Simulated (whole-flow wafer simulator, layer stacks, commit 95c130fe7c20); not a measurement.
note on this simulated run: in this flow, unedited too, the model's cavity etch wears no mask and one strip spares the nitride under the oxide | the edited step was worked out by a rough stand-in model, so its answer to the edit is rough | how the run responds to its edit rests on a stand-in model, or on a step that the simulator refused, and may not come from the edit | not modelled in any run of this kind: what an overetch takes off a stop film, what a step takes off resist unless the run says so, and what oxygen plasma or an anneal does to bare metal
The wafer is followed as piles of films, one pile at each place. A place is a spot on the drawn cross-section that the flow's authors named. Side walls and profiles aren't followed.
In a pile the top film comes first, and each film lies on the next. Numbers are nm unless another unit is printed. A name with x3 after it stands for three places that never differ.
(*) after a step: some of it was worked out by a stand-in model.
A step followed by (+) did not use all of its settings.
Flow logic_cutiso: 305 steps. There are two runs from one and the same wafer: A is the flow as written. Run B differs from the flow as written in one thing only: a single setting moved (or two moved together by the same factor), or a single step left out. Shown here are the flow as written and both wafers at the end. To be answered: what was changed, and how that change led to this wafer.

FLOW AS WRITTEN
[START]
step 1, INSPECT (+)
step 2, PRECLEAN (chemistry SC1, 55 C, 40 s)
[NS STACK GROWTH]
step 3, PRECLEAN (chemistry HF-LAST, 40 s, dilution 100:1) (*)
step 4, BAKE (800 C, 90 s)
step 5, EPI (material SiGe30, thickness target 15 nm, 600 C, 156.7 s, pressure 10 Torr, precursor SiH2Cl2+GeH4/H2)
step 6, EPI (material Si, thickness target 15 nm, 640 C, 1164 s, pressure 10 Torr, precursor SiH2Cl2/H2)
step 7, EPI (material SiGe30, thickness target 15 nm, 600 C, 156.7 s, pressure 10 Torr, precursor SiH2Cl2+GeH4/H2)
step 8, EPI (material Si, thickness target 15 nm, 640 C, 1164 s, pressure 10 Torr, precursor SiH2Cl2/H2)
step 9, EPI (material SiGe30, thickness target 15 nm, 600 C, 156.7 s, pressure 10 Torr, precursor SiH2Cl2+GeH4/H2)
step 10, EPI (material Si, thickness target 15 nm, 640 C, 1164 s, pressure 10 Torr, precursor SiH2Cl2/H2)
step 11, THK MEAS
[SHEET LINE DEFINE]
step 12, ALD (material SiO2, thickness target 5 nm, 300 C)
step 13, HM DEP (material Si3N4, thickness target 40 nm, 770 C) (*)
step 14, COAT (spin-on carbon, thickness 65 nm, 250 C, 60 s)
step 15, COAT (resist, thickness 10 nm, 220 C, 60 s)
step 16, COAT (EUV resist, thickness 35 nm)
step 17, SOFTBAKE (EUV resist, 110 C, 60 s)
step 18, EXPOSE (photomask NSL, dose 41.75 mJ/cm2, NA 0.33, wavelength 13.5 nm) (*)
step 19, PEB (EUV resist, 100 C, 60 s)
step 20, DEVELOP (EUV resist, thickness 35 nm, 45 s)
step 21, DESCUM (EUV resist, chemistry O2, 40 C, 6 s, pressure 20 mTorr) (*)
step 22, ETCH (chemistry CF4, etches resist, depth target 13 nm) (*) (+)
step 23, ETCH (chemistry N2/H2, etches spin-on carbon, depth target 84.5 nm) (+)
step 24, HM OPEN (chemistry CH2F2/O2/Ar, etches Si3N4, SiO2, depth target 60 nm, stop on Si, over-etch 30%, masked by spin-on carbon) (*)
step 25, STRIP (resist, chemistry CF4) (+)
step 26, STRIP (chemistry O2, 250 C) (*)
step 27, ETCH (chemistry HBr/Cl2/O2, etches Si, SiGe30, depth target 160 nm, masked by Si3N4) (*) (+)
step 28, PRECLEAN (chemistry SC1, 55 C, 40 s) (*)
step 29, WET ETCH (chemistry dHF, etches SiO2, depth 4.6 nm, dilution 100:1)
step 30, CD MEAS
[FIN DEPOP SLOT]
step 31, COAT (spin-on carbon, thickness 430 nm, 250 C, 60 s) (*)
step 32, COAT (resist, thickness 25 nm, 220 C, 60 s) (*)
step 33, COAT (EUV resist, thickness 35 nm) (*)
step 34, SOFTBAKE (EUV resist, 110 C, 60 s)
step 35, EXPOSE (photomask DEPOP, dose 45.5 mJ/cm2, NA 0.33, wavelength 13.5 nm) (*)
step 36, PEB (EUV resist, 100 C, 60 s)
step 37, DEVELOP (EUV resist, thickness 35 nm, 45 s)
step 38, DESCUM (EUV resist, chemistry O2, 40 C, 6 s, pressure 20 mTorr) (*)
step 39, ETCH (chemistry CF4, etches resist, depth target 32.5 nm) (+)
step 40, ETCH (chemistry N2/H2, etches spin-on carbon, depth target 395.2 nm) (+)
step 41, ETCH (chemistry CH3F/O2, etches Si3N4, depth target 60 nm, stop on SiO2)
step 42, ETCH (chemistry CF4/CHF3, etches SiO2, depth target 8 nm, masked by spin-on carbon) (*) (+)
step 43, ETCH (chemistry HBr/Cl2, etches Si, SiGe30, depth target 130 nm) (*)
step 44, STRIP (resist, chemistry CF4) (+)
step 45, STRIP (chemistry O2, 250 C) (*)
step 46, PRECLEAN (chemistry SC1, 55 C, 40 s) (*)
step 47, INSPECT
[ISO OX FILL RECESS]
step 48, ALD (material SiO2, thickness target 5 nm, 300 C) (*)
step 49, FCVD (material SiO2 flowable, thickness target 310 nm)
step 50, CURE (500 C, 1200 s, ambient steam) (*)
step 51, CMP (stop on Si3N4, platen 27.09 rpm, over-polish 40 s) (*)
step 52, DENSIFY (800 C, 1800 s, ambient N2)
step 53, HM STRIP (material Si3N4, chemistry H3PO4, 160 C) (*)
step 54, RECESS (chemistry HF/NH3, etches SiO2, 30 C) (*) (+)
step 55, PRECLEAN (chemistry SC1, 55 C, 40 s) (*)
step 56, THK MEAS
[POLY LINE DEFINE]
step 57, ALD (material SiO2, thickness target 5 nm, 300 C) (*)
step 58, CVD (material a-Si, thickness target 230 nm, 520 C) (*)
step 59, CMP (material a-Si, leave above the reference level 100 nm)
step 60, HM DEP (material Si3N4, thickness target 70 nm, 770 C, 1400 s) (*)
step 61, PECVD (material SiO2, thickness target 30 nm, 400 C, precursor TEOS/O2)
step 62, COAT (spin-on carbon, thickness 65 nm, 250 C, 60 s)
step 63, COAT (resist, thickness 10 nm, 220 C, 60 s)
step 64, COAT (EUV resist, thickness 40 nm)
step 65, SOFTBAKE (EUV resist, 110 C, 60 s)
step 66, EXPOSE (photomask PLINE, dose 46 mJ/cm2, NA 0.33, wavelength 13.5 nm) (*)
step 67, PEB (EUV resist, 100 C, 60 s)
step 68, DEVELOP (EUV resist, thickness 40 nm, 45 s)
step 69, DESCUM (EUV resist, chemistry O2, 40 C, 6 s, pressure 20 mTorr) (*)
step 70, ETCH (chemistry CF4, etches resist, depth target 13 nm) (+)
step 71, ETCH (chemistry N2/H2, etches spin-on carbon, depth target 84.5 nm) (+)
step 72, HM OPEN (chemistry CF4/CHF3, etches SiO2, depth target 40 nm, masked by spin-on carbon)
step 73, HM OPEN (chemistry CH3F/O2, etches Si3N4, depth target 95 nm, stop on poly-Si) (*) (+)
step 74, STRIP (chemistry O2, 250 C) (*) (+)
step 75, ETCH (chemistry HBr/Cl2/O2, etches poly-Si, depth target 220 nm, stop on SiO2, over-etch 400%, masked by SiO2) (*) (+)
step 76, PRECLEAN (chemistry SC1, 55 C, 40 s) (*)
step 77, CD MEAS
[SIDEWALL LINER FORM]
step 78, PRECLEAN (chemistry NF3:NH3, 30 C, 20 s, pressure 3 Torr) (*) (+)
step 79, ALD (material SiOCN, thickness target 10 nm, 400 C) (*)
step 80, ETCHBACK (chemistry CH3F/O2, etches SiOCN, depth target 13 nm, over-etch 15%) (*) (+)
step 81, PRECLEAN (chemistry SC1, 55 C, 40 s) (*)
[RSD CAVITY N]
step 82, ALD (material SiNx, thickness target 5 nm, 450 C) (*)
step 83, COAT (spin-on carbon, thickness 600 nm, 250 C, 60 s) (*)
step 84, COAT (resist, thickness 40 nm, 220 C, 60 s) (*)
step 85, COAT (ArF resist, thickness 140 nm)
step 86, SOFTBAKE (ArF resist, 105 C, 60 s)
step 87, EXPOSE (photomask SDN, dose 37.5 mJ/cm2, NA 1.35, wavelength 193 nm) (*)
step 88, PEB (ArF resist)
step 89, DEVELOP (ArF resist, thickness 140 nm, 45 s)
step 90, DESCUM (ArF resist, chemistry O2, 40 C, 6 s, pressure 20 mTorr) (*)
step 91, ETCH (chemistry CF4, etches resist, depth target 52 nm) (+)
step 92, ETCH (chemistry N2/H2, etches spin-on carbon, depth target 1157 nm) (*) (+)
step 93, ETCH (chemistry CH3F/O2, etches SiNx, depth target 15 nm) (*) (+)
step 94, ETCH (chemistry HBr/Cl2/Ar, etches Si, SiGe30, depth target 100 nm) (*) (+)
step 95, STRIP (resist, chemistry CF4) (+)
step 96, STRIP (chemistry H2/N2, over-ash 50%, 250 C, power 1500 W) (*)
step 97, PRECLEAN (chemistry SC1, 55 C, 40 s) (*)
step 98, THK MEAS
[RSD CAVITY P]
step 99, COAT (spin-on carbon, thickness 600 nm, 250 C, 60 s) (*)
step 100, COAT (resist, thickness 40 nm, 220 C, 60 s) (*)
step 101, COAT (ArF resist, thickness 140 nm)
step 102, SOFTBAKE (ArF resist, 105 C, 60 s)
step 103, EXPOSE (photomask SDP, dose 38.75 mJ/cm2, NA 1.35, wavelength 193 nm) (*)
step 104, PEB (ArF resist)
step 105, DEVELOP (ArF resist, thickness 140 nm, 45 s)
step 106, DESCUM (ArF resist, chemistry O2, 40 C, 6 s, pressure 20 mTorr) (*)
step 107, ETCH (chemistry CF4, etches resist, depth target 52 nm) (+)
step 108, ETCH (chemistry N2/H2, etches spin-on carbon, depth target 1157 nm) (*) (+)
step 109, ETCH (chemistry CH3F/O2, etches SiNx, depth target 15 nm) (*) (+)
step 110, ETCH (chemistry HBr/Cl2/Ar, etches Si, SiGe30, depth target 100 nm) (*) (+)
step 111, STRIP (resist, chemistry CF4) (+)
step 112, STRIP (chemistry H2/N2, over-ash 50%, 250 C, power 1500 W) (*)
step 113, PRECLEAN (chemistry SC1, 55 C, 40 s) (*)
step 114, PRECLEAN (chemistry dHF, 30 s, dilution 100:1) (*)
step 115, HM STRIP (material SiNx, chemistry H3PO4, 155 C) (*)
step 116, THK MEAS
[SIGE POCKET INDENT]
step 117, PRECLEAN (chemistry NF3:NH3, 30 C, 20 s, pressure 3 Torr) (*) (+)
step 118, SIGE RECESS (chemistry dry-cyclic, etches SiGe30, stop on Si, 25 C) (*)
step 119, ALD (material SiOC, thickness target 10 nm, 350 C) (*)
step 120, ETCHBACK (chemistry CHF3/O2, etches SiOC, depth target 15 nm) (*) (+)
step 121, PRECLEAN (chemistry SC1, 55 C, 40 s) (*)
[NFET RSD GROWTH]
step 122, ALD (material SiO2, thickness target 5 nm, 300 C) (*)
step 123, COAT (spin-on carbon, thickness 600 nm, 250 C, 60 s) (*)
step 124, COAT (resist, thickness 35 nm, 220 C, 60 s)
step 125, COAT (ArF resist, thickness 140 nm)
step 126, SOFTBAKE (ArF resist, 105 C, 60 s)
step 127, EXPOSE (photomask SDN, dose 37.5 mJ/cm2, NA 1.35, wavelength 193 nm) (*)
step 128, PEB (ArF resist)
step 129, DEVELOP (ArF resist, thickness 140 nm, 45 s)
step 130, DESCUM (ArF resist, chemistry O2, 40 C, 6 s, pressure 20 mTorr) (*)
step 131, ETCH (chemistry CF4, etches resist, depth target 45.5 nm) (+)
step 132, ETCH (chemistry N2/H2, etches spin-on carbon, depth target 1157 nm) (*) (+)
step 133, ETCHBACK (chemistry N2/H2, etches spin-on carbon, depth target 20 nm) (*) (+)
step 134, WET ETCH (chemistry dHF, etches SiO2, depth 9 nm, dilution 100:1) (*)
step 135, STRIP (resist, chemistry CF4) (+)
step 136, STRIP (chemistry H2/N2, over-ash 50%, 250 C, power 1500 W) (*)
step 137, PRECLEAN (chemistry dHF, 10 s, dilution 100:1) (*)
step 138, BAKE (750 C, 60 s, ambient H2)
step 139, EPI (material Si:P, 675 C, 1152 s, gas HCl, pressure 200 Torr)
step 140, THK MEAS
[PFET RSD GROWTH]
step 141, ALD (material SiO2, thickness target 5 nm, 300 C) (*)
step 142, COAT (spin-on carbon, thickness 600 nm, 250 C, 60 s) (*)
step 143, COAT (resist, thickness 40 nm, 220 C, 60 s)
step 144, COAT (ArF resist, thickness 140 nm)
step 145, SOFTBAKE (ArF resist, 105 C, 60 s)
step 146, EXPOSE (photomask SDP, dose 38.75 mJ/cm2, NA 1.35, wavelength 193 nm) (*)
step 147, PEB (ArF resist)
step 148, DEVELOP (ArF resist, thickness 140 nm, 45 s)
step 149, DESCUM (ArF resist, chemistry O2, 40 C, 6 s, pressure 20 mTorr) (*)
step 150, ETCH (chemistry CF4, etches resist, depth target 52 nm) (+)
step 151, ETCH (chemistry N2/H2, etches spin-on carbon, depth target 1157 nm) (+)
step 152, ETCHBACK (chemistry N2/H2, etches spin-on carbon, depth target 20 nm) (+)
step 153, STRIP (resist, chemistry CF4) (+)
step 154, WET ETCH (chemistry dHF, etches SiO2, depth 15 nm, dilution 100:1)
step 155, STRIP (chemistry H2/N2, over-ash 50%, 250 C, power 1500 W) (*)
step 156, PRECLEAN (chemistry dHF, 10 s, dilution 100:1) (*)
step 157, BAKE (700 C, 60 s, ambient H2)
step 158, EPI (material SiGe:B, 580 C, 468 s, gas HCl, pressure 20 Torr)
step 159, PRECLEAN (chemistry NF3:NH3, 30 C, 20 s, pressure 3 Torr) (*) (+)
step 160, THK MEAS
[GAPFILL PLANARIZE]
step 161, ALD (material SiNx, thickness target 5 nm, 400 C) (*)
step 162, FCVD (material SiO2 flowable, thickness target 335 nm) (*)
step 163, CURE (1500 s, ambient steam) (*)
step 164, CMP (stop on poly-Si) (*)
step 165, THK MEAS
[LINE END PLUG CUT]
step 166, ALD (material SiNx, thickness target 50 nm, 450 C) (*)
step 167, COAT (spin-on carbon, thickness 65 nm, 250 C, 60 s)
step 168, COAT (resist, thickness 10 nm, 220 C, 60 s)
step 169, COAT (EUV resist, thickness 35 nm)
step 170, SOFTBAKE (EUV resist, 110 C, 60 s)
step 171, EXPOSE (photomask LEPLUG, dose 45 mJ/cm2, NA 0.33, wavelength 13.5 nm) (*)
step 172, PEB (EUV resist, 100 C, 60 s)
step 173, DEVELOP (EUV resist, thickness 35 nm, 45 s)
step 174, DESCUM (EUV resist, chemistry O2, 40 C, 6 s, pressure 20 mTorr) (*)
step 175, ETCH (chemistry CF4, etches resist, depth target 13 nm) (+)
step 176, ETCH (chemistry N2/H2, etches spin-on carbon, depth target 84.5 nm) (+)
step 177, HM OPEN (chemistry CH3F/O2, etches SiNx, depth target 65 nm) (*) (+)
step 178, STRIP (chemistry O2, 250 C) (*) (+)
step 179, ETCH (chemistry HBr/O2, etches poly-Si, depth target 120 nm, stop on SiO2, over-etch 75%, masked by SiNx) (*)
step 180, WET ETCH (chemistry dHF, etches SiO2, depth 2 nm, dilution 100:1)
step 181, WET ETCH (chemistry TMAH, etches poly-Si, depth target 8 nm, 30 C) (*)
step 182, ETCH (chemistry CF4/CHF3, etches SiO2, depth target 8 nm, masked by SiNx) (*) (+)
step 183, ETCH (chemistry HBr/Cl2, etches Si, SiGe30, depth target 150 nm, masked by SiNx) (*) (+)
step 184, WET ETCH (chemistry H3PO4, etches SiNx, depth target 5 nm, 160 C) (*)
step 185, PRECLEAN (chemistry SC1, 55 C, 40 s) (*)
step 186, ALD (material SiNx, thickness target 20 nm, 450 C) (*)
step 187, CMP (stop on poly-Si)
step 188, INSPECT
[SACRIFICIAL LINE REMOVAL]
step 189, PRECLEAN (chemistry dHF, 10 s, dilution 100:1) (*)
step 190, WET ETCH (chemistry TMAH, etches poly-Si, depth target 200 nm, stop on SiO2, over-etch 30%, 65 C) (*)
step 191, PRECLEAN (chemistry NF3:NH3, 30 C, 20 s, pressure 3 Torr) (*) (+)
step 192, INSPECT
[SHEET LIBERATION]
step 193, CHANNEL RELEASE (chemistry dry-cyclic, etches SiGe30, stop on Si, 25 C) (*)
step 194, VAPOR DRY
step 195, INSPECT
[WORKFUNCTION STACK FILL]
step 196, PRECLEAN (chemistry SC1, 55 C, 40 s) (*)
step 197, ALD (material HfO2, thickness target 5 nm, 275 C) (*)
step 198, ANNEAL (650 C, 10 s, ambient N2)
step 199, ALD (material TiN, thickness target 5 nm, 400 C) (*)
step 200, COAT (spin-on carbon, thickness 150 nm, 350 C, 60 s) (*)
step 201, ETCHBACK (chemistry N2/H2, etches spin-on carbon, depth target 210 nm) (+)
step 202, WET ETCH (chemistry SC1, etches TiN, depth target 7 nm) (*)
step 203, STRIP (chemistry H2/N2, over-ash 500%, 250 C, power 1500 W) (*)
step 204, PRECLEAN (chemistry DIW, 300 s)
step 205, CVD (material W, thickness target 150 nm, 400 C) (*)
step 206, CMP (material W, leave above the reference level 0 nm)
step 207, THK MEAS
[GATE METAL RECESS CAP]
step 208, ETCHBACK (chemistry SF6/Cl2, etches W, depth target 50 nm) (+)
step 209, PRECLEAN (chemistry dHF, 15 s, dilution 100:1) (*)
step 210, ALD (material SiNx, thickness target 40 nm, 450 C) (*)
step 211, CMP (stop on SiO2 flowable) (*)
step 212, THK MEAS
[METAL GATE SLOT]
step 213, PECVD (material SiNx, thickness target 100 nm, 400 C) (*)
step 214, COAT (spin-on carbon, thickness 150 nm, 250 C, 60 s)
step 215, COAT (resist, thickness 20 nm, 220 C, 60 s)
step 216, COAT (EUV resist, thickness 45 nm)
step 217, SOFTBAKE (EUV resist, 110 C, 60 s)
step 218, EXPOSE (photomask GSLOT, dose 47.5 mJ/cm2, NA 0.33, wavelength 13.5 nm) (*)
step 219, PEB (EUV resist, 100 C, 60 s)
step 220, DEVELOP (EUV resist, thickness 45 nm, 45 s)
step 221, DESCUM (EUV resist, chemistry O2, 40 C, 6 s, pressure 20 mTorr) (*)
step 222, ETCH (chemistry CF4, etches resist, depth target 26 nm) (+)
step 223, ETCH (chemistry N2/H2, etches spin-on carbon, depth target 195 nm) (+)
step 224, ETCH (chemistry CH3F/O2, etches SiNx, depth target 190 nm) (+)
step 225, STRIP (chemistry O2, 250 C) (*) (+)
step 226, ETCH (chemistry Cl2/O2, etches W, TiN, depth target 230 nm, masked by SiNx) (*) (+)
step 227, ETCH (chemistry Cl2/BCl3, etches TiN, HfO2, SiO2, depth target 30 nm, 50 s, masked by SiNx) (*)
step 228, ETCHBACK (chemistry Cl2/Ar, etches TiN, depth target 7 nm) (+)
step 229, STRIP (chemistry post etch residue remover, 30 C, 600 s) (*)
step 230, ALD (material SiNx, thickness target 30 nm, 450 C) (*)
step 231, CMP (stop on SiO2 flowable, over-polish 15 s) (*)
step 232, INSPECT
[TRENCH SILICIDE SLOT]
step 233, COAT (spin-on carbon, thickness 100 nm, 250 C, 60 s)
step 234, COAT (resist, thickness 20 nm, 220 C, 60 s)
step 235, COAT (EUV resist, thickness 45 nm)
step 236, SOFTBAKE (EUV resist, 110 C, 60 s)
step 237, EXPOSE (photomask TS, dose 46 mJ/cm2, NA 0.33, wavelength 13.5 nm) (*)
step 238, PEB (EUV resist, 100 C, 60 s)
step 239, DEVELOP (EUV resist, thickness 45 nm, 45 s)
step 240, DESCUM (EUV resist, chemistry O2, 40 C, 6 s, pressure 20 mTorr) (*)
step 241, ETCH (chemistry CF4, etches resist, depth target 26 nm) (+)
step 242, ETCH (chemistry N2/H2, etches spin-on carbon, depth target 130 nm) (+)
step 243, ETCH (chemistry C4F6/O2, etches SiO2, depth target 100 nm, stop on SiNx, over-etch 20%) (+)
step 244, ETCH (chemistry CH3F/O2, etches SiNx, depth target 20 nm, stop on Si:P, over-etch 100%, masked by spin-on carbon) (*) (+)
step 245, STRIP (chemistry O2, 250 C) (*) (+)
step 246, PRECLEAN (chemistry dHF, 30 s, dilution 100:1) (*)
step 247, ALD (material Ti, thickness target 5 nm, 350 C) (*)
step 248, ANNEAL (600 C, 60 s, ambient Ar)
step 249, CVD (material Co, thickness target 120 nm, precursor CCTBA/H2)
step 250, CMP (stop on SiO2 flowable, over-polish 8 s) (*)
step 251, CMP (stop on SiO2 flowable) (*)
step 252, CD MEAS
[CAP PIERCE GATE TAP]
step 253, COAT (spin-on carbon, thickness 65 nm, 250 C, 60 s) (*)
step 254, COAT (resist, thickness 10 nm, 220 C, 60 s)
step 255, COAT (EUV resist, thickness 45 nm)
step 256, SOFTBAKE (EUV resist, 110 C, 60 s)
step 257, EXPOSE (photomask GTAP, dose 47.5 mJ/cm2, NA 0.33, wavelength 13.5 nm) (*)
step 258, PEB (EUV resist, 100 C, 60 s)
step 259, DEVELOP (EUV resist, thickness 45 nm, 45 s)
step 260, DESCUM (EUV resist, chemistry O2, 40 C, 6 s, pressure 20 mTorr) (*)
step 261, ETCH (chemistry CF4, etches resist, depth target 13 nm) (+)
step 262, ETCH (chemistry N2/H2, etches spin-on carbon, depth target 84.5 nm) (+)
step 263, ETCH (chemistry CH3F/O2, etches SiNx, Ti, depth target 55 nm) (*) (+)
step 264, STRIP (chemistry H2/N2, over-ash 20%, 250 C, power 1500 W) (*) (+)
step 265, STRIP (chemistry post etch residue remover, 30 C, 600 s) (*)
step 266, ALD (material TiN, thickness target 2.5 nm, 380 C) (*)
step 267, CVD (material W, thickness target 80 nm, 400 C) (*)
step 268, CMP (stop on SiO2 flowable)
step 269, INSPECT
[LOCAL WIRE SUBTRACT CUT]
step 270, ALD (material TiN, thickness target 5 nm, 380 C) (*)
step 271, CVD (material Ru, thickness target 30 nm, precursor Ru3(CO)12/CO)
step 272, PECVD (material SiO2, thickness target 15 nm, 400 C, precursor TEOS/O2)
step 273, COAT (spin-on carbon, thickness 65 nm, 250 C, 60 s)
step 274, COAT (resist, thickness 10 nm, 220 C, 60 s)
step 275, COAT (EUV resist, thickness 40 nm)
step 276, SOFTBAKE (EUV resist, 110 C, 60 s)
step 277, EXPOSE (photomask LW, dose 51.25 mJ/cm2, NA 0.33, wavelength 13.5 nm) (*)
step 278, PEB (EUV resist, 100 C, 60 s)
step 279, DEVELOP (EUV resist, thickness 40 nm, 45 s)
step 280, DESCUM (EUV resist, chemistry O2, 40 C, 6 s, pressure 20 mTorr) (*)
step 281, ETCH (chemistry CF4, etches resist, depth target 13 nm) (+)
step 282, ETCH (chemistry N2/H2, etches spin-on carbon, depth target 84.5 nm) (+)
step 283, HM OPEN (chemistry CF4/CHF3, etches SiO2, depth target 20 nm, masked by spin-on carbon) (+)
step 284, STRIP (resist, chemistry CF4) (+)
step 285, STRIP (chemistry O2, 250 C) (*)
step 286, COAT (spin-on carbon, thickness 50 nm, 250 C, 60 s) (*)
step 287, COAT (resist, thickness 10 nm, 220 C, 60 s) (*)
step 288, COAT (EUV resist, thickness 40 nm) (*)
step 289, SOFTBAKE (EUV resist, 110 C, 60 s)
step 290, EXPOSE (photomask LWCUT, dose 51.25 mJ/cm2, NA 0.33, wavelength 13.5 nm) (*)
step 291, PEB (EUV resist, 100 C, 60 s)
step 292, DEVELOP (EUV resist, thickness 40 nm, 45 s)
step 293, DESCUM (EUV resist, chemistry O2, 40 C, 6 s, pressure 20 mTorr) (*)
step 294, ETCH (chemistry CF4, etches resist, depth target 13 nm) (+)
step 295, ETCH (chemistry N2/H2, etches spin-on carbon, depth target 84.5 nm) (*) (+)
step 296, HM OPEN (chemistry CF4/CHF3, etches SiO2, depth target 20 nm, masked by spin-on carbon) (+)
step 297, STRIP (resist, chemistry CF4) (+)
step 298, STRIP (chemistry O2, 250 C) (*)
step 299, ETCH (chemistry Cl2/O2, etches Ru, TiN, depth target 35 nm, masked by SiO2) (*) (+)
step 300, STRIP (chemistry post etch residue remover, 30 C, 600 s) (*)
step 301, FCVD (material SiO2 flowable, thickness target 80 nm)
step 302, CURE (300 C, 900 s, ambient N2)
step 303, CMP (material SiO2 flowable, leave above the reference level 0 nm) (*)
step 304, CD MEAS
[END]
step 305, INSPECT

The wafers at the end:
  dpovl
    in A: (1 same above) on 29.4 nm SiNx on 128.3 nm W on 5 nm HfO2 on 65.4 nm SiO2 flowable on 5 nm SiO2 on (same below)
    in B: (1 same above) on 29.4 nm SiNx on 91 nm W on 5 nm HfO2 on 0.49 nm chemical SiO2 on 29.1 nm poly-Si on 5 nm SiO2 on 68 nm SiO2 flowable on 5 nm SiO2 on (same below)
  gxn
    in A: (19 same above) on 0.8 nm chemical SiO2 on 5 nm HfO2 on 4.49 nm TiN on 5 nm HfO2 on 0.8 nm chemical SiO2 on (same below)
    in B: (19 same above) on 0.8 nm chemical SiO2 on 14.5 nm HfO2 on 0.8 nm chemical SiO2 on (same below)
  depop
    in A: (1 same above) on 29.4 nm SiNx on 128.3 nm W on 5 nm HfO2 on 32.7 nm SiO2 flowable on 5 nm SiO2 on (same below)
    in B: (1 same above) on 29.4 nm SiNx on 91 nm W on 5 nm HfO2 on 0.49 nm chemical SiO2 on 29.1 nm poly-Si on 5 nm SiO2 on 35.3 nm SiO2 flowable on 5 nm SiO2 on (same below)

Cause: step 190, WET ETCH: depth target 160 nm was run, though the flow has depth target 200 nm.

Step by step, how the change led to this:
  step 190, WET ETCH (chemistry TMAH, etches poly-Si, depth target 200 nm, stop on SiO2, over-etch 30%, 65 C) (*)
      depop, dpovl, gfld, gxf, isow, nsgap: A poly-Si loses 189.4 (all of it) | B poly-Si loses 160
  step 191, PRECLEAN (chemistry NF3:NH3, 30 C, 20 s, pressure 3 Torr) (*) (+)
      depop, dpovl, gfld, gxf, isow, nsgap: A SiO2 loses 5 (all of it), SiO2 flowable loses 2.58 | B nothing
  step 197, ALD (material HfO2, thickness target 5 nm, 275 C) (*)
      gxn, gxp: A HfO2 gains 5 (new film), HfO2 gains 5 (new film), cavity loses 10, HfO2 gains 5 (new film), HfO2 gains 5 (new film), cavity loses 10, HfO2 gains 5 (new film), HfO2 gains 5 (new film), cavity loses 10, HfO2 gains 5 (new film) | B HfO2 gains 5 (new film), HfO2 gains 5 (new film), cavity loses 10, HfO2 gains 5 (new film), HfO2 gains 5 (new film), cavity loses 10, HfO2 gains 5 (new film), HfO2 gains 14.5 (new film), cavity loses 14.5 (all of it)
      gxf: A HfO2 gains 7.7 (new film) | B HfO2 gains 5 (new film)
  step 199, ALD (material TiN, thickness target 5 nm, 400 C) (*)
      gxn, gxp: A TiN gains 5 (new film), TiN gains 4.49 (new film), cavity loses 4.49 (all of it), TiN gains 4.49 (new film), cavity loses 4.49 (all of it), TiN gains 4.49 (new film), cavity loses 4.49 (all of it) | B TiN gains 5 (new film), TiN gains 4.49 (new film), cavity loses 4.49 (all of it), TiN gains 4.49 (new film), cavity loses 4.49 (all of it)
      gfld: A TiN gains 7.64 (new film) | B TiN gains 5 (new film)
  step 200, COAT (spin-on carbon, thickness 150 nm, 350 C, 60 s) (*)
      depop: A spin-on carbon gains 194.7 (new film) | B spin-on carbon gains 176.5 (new film)
      dpovl: A spin-on carbon gains 194.8 (new film) | B spin-on carbon gains 176.5 (new film)
      (also at 5 further places)
  step 201, ETCHBACK (chemistry N2/H2, etches spin-on carbon, depth target 210 nm) (+)
      depop: A spin-on carbon loses 194.7 (all of it) | B spin-on carbon loses 176.5 (all of it)
      dpovl: A spin-on carbon loses 194.8 (all of it) | B spin-on carbon loses 176.5 (all of it)
      (also at 3 further places)
  step 203, STRIP (chemistry H2/N2, over-ash 500%, 250 C, power 1500 W) (*)
      gl, glp: A spin-on carbon loses 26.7 (all of it) | B spin-on carbon loses 27.5 (all of it)
      gxn, gxp: A spin-on carbon loses 26.8 (all of it) | B spin-on carbon loses 27.6 (all of it)
      (also at 3 further places)
  step 205, CVD (material W, thickness target 150 nm, 400 C) (*)
      depop, dpovl, isow, nsgap: A W gains 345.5 (new film) | B W gains 308.2 (new film)
      gfld: A W gains 337.9 (new film) | B W gains 303.2 (new film)
      (also at 1 further place)
  step 226, ETCH (chemistry Cl2/O2, etches W, TiN, depth target 230 nm, masked by SiNx) (*) (+)
      depop, dpovl, gl and 18 more: A SiNx loses 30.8 | B SiNx loses 21.5
      gfld: A W loses 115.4 (all of it), TiN loses 7.64 (all of it), HfO2 loses 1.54 | B W loses 80.8 (all of it), TiN loses 5 (all of it), HfO2 loses 1.07
  step 227, ETCH (chemistry Cl2/BCl3, etches TiN, HfO2, SiO2, depth target 30 nm, 50 s, masked by SiNx) (*)
      gfld: A HfO2 loses 3.46 (all of it), SiO2 flowable loses 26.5 | B HfO2 loses 3.93 (all of it), chemical SiO2 loses 0.49 (all of it), poly-Si loses 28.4
  step 228, ETCHBACK (chemistry Cl2/Ar, etches TiN, depth target 7 nm) (+)
      gfld: A SiO2 flowable loses 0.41 | B poly-Si loses 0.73 (all of it), SiO2 loses 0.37
  step 230, ALD (material SiNx, thickness target 30 nm, 450 C) (*)
      gfld: A SiNx gains 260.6 (new film) | B SiNx gains 235.7 (new film)
  step 231, CMP (stop on SiO2 flowable, over-polish 15 s) (*)
      depop, dpovl, gl and 9 more: A SiNx loses 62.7 | B SiNx loses 72
      lnr, lnri, lnrp, lnrt: A SiNx loses 61 (all of it), SiOCN loses 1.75 | B SiNx loses 70.3 (all of it), SiOCN loses 1.75
      (also at 6 further places)
With metal films that touch counted as one body, gxn has 3 bodies (between them, from the top down: HfO2 5 / chemical SiO2 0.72 / Si 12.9 / chemical SiO2 0.8 / HfO2 5; HfO2 5 / chemical SiO2 0.8 / Si 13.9 / chemical SiO2 0.8 / HfO2 5); the flow as written gives 4 bodies (between them, from the top down: HfO2 5 / chemical SiO2 0.72 / Si 12.9 / chemical SiO2 0.8 / HfO2 5; HfO2 5 / chemical SiO2 0.8 / Si 13.9 / chemical SiO2 0.8 / HfO2 5; HfO2 5 / chemical SiO2 0.8 / Si 13.9 / chemical SiO2 0.8 / HfO2 5).
